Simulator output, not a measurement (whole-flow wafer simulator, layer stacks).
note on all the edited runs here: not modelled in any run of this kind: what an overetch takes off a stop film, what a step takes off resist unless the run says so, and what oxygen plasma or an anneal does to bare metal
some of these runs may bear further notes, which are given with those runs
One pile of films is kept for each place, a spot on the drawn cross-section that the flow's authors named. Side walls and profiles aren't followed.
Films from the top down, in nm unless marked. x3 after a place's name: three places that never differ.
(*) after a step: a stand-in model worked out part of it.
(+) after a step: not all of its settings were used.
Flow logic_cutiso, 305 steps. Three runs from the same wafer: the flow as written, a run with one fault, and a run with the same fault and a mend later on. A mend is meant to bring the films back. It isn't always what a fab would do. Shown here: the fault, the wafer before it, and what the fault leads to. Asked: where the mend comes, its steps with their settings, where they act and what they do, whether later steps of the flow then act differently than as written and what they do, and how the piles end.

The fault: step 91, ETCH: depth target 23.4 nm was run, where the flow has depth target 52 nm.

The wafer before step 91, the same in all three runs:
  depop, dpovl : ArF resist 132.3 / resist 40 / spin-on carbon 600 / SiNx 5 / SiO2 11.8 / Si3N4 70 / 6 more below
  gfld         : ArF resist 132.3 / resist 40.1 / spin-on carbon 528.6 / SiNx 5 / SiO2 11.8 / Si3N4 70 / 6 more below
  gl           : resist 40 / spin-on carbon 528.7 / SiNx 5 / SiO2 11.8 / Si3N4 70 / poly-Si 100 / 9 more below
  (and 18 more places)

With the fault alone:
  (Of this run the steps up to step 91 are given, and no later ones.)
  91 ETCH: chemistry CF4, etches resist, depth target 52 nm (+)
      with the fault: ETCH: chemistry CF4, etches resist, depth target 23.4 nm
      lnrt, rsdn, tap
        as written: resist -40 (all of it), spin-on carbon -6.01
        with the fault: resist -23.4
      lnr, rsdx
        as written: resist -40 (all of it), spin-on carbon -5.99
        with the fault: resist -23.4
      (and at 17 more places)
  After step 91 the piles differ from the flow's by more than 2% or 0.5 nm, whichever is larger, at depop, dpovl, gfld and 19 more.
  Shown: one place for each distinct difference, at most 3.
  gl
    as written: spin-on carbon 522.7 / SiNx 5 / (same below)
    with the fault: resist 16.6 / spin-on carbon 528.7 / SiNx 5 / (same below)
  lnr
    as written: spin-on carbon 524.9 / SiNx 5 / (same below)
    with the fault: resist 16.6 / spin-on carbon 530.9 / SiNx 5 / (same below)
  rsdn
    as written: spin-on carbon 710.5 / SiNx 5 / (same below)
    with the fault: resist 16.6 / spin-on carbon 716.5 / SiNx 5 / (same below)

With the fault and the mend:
  The mend comes after step 91.
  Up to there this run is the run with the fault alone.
  91a ETCH: chemistry CF4, etches resist, depth target 28.6 nm (*) (+) (the flow's step 91 once more, with other settings)
      depop, dpovl, gfld and 12 more
        ArF resist -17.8
      gxn, lnr, rsdx
        resist -16.6 (all of it), spin-on carbon -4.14
      lnrt, rsdn
        resist -16.6 (all of it), spin-on carbon -4.16
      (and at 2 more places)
  Later steps of the flow that act differently than as written (2 more steps differ only slightly, by at most 2% or 0.5 nm, whichever is larger, and aren't shown):
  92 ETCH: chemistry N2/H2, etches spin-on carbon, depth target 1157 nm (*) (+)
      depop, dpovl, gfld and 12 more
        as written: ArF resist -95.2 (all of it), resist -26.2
        with the mend: ArF resist -97.8 (all of it), resist -26.2
  At the end the piles are the same as the flow's at every place that both follow.
